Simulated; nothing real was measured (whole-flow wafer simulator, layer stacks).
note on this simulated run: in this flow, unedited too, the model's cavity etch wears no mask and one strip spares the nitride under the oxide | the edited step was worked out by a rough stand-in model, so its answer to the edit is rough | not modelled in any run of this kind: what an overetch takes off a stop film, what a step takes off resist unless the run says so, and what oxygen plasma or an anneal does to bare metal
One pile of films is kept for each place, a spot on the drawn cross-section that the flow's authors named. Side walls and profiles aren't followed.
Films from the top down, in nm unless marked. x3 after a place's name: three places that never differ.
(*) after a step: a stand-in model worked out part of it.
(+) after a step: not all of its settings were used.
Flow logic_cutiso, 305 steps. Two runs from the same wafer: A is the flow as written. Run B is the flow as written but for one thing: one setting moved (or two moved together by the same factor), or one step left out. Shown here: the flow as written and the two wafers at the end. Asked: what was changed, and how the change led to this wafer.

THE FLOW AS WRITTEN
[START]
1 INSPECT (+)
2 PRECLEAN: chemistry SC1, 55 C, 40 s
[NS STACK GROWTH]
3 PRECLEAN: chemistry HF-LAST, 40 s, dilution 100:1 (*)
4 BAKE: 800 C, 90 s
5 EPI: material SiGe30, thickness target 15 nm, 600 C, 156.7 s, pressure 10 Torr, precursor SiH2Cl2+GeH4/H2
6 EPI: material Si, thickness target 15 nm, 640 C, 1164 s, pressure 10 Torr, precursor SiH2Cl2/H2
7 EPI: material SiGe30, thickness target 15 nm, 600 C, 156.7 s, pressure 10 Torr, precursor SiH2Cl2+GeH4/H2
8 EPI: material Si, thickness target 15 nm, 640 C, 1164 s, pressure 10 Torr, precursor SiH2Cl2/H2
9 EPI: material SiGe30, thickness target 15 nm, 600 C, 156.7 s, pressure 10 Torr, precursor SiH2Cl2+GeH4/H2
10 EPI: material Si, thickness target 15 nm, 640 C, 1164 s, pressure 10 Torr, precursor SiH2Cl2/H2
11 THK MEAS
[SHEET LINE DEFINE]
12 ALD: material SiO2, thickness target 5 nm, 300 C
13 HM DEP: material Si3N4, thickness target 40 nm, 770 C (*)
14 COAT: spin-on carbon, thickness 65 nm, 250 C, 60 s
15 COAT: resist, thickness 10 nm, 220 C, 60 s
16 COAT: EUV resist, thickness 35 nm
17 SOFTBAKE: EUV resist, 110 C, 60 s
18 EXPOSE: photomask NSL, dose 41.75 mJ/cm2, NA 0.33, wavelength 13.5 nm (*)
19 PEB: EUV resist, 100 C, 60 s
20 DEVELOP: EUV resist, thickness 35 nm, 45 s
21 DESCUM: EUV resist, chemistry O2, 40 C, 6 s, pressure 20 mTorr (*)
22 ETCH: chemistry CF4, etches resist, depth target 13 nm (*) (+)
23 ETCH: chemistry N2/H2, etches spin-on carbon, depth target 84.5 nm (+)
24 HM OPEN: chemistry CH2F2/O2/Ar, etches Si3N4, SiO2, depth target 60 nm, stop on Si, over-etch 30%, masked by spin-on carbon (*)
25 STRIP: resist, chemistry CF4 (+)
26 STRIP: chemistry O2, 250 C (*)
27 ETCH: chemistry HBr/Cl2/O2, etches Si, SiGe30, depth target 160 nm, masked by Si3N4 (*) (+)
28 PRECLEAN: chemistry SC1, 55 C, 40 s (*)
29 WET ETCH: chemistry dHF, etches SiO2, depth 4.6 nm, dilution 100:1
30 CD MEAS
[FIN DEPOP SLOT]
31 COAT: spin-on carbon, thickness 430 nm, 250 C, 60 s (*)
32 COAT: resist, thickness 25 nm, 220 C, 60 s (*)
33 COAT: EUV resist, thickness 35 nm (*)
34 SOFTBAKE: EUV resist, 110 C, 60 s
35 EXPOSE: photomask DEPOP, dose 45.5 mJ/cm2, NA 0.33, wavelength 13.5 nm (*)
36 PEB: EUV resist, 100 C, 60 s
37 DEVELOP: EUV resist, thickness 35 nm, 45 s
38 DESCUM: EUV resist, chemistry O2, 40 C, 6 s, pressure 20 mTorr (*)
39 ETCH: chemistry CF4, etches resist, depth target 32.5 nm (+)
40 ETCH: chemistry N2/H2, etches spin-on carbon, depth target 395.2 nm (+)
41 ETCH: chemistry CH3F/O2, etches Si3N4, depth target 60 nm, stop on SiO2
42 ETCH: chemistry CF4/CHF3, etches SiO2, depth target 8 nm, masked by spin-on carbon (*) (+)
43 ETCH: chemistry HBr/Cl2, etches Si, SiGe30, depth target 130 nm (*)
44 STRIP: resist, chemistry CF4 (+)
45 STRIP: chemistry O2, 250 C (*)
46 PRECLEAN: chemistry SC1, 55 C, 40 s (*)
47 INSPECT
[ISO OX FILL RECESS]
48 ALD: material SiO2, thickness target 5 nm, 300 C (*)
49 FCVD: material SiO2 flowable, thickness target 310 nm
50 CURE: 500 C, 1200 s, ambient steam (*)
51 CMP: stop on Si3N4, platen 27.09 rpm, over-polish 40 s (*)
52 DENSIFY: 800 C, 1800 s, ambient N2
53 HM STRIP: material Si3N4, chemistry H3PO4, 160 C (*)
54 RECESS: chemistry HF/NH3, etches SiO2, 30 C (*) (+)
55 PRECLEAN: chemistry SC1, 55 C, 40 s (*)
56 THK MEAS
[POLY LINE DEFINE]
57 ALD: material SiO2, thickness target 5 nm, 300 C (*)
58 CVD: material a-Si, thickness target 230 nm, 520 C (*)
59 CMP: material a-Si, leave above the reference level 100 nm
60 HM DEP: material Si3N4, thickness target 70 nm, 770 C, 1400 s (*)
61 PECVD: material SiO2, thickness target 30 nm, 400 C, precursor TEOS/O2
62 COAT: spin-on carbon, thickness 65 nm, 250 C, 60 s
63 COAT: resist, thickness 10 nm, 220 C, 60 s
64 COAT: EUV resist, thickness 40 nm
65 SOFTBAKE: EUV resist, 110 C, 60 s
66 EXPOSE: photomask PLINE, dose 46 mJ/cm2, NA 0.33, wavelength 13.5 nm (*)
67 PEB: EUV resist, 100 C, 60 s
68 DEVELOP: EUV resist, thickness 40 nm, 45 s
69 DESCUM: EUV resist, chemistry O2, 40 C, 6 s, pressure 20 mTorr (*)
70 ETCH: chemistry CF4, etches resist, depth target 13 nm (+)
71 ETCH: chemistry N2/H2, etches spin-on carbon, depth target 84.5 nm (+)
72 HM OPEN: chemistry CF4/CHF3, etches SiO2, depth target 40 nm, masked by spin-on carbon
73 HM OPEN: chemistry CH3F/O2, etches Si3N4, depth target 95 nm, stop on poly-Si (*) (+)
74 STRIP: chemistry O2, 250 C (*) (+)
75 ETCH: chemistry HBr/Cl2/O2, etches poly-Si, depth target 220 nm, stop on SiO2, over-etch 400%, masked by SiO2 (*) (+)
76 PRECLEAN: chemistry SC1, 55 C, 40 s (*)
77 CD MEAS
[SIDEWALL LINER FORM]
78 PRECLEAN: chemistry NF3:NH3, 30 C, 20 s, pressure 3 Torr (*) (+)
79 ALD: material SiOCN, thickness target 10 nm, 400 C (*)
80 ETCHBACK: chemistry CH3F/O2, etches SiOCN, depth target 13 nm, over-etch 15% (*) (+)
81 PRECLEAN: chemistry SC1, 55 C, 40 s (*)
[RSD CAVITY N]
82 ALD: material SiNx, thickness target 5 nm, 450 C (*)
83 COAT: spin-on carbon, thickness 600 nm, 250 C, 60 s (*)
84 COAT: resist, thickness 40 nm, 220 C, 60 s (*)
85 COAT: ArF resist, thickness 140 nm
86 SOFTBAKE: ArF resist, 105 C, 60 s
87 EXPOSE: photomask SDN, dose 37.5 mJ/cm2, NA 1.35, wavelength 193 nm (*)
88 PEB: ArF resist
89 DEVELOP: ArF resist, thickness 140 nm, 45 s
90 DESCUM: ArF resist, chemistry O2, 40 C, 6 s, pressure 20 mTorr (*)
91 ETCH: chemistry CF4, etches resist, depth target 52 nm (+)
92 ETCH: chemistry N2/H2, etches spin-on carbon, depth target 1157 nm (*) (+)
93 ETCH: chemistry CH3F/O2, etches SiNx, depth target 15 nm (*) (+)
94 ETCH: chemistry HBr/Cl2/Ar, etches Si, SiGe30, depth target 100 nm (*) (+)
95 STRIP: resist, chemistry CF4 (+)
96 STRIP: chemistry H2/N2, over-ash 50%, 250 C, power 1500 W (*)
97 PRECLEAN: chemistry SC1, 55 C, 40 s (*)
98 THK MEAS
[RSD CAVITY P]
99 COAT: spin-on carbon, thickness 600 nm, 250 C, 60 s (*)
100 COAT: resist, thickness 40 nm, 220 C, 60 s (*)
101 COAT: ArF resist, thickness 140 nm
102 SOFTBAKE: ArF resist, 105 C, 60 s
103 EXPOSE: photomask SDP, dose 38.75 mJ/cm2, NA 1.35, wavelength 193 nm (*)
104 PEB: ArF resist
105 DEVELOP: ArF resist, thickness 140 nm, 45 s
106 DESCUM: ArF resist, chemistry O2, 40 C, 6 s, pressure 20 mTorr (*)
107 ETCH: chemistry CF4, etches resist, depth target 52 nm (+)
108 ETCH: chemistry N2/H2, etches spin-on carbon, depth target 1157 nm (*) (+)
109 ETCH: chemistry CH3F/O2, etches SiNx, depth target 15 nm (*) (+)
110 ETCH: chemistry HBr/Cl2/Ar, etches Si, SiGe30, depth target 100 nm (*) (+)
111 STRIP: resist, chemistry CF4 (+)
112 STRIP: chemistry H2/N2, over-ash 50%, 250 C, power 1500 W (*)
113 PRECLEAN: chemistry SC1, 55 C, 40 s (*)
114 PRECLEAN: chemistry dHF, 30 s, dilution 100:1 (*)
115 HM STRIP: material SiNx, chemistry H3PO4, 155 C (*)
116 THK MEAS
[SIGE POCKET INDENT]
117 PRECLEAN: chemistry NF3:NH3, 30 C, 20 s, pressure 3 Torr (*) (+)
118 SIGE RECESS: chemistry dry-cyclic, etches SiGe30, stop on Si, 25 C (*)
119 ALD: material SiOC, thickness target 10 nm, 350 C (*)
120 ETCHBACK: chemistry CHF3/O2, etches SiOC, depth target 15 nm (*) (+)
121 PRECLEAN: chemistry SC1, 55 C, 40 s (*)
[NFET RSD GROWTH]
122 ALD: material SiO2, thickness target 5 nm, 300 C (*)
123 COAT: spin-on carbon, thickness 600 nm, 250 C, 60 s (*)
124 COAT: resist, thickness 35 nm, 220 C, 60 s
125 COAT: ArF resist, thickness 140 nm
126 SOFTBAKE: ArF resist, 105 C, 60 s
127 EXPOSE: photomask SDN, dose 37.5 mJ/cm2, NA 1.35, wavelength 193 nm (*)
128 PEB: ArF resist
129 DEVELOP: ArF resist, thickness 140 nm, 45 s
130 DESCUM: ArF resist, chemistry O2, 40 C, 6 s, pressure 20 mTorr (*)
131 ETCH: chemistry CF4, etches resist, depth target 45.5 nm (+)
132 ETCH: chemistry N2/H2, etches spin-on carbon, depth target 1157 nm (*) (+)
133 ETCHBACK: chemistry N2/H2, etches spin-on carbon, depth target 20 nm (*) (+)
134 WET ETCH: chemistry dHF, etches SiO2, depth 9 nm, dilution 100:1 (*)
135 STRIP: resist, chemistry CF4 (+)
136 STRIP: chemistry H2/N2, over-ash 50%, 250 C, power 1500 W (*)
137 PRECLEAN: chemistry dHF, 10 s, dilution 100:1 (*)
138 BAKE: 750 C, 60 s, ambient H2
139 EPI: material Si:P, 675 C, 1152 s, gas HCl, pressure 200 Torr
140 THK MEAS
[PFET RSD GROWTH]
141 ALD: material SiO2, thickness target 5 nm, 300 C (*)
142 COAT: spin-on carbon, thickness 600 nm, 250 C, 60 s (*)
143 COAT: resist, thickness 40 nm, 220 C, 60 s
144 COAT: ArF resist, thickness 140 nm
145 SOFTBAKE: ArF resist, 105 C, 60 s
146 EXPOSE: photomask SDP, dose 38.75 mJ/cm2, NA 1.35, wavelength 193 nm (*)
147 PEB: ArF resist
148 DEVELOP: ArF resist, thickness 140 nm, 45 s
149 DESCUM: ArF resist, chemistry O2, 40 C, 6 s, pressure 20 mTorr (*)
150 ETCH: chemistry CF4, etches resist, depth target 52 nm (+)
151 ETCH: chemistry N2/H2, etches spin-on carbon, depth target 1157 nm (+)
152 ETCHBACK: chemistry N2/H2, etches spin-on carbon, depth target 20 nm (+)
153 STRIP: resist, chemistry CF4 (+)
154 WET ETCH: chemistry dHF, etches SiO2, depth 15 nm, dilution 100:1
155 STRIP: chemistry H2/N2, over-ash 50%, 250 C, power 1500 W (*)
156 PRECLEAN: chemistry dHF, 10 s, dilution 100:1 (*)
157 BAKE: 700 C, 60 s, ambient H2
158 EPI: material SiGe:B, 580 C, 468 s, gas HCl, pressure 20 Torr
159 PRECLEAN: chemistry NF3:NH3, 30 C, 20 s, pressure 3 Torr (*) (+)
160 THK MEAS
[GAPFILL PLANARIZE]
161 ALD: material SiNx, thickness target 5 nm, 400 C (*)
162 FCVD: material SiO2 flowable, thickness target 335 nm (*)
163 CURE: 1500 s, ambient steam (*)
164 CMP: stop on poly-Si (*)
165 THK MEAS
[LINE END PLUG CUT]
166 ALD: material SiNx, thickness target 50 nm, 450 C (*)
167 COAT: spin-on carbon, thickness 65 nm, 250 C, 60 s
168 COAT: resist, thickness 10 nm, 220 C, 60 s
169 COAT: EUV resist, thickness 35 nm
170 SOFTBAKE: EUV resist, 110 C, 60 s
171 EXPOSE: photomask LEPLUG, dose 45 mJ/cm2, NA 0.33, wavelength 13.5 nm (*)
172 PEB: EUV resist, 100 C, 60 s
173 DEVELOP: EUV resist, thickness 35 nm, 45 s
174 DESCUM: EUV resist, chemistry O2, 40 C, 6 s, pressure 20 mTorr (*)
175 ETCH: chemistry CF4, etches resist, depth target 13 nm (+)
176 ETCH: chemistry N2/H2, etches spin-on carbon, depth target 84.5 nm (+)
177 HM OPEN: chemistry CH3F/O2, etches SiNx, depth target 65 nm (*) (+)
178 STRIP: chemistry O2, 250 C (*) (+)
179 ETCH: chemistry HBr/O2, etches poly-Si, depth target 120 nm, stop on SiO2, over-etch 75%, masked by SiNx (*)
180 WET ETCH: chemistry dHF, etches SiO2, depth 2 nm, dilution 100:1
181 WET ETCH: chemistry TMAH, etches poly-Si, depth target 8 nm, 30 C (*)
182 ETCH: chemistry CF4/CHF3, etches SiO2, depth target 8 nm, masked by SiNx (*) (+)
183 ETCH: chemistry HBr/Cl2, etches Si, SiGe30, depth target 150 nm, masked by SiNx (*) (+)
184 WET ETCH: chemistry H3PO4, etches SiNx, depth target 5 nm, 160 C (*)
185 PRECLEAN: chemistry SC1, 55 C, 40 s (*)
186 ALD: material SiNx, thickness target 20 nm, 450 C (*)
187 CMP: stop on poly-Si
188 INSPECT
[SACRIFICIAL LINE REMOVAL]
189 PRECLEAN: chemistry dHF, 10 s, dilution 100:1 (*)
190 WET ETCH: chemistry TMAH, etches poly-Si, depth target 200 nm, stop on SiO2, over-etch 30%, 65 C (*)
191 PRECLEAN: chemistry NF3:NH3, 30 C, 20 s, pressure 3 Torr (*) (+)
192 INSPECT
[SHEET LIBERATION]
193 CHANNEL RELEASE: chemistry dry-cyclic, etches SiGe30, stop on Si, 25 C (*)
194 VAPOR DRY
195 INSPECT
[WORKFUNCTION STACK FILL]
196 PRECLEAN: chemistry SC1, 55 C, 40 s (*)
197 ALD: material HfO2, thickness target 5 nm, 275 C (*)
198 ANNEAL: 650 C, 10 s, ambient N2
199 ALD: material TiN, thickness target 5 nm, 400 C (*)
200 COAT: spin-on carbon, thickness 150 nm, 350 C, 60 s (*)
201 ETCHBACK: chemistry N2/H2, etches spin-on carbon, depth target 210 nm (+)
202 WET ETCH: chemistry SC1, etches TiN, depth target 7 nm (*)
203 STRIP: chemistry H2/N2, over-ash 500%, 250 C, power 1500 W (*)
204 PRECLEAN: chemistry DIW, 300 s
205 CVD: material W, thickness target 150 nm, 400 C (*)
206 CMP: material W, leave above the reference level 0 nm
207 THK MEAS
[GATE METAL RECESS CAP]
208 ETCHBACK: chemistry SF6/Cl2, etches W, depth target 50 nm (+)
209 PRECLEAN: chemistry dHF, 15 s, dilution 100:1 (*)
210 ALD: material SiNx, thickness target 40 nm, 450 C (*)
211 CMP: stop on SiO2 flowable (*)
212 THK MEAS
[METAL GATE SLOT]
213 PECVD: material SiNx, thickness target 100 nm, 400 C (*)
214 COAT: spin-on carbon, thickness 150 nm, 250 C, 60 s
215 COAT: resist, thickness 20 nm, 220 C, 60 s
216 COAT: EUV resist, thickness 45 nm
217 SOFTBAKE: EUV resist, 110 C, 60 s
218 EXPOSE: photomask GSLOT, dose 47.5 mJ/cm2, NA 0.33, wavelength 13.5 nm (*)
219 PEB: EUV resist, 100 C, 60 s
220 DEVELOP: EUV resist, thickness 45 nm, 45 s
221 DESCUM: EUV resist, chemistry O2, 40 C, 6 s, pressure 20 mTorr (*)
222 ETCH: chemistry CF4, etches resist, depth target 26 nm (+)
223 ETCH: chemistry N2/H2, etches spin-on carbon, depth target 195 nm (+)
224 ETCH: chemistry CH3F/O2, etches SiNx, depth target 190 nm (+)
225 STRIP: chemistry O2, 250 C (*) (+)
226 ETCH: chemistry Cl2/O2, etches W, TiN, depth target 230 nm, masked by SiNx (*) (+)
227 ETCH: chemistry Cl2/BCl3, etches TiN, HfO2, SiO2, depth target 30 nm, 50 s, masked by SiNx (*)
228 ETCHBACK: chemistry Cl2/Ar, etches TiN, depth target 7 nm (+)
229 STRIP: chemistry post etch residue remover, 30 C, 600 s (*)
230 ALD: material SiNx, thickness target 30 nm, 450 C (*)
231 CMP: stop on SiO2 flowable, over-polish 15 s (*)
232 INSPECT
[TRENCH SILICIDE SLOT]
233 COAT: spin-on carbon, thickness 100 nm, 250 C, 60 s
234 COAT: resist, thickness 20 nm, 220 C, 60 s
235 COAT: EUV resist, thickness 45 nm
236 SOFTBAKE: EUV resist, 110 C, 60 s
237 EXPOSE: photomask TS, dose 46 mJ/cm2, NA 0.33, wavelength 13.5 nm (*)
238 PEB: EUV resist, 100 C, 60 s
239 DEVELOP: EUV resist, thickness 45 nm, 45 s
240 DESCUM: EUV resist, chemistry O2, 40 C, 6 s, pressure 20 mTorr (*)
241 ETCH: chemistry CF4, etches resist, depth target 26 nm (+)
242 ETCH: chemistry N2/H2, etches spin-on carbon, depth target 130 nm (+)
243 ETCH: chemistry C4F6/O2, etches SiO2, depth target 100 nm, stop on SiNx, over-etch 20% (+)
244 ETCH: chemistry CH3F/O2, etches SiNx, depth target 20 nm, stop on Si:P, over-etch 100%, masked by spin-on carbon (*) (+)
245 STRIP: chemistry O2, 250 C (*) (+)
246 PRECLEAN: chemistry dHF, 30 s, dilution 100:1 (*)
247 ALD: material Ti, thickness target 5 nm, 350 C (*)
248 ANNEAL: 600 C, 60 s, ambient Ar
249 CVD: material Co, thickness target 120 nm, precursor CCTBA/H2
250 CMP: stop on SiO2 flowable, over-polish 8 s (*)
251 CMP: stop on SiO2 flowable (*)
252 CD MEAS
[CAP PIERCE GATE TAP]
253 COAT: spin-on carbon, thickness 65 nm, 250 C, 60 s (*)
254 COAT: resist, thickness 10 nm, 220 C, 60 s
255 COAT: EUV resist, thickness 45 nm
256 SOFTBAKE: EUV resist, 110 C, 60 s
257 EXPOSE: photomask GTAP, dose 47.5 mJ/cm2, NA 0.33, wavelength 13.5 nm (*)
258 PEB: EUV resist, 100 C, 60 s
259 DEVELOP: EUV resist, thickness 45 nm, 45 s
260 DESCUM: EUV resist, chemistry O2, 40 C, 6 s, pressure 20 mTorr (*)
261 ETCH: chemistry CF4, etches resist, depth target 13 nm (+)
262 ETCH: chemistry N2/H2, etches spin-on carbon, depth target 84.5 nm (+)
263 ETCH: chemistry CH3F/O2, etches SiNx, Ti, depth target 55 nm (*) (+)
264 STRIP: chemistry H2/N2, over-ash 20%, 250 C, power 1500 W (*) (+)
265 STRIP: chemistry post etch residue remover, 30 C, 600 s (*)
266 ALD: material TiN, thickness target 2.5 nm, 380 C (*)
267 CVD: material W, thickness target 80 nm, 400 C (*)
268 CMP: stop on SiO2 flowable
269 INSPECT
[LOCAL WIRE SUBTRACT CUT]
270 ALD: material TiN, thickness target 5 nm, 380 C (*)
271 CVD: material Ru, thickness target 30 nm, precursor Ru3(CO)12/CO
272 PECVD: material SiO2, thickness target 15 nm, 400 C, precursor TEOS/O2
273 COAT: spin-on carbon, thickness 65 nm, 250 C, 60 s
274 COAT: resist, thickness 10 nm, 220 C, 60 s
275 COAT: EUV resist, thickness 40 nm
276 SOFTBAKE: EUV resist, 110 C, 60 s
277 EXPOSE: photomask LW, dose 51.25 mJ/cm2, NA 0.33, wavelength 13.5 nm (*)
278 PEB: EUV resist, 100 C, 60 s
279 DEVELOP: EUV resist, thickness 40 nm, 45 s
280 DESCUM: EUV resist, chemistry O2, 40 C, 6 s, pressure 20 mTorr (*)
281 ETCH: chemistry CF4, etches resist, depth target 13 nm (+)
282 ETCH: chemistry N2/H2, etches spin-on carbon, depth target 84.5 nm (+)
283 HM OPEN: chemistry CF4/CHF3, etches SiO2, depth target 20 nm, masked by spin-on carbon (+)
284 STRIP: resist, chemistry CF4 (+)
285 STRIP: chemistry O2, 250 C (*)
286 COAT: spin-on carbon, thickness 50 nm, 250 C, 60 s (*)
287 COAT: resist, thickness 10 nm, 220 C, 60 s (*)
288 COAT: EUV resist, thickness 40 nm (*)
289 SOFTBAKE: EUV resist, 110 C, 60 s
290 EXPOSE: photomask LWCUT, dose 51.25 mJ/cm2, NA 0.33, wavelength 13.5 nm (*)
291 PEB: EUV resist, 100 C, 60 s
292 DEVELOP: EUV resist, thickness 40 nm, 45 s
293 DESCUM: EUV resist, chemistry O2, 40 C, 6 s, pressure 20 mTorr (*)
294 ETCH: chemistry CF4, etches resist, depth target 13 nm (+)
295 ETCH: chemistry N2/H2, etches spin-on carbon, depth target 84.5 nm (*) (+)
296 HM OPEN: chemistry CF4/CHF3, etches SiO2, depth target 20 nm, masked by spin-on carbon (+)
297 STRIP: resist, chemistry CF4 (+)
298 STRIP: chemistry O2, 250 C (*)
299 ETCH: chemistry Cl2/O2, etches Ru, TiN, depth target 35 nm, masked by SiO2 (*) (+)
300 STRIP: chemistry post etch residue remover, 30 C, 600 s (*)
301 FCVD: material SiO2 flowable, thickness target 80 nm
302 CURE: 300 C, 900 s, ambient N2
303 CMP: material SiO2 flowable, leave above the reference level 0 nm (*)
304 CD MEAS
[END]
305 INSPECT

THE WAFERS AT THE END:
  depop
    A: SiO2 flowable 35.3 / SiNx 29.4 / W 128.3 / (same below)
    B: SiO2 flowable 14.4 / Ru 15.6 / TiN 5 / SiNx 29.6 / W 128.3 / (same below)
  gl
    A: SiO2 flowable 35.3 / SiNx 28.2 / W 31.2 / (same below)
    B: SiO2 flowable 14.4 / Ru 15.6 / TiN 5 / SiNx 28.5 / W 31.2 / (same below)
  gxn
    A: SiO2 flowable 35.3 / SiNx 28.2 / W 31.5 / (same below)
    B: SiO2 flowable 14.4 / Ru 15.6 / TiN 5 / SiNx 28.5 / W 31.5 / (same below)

The cause: step 299, ETCH: depth target 14 nm was run, where the flow has depth target 35 nm.

How the change led to this, step by step:
  299 ETCH: chemistry Cl2/O2, etches Ru, TiN, depth target 35 nm, masked by SiO2 (*) (+)
      depop, dpovl, gfld and 15 more: A Ru -29.6 (all of it), TiN -5 (all of it) | B Ru -14
      lnrt, rsdn, rsdp, tap: A SiO2 -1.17 | B SiO2 -0.47
  301 FCVD: material SiO2 flowable, thickness target 80 nm
      iso, rsdx: A SiO2 flowable +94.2 | B SiO2 flowable +88.4 (new film)
      gfld, gl, glp, gxf, gxn, gxp, plug: A SiO2 flowable +94.4 (new film) | B SiO2 flowable +88.4 (new film)
      (and at 8 more places)
  303 CMP: material SiO2 flowable, leave above the reference level 0 nm (*)
      gfld, gl, glp and 10 more: A SiO2 flowable -59.2 | B SiO2 flowable -74.1
      depop, dpovl, isow, ns, nsgap: A SiO2 flowable -44.7 | B SiO2 flowable -65.6
      (and at 4 more places)
Counting metal films that touch as one body, depop has 2 bodies (between them, from the top down: SiNx 29.6); the flow as written gives 1 body.
Counting metal films that touch as one body, gl has 5 bodies (between them, from the top down: SiNx 28.5; HfO2 5 / chemical SiO2 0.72 / Si 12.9 / chemical SiO2 0.8 / HfO2 5; HfO2 5 / chemical SiO2 0.8 / Si 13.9 / chemical SiO2 0.8 / HfO2 5; HfO2 5 / chemical SiO2 0.8 / Si 13.9 / chemical SiO2 0.8 / HfO2 5); the flow as written gives 4 bodies (between them, from the top down: HfO2 5 / chemical SiO2 0.72 / Si 12.9 / chemical SiO2 0.8 / HfO2 5; HfO2 5 / chemical SiO2 0.8 / Si 13.9 / chemical SiO2 0.8 / HfO2 5; HfO2 5 / chemical SiO2 0.8 / Si 13.9 / chemical SiO2 0.8 / HfO2 5).
Counting metal films that touch as one body, gxn has 5 bodies (between them, from the top down: SiNx 28.5; HfO2 5 / chemical SiO2 0.72 / Si 12.9 / chemical SiO2 0.8 / HfO2 5; HfO2 5 / chemical SiO2 0.8 / Si 13.9 / chemical SiO2 0.8 / HfO2 5; HfO2 5 / chemical SiO2 0.8 / Si 13.9 / chemical SiO2 0.8 / HfO2 5); the flow as written gives 4 bodies (between them, from the top down: HfO2 5 / chemical SiO2 0.72 / Si 12.9 / chemical SiO2 0.8 / HfO2 5; HfO2 5 / chemical SiO2 0.8 / Si 13.9 / chemical SiO2 0.8 / HfO2 5; HfO2 5 / chemical SiO2 0.8 / Si 13.9 / chemical SiO2 0.8 / HfO2 5).
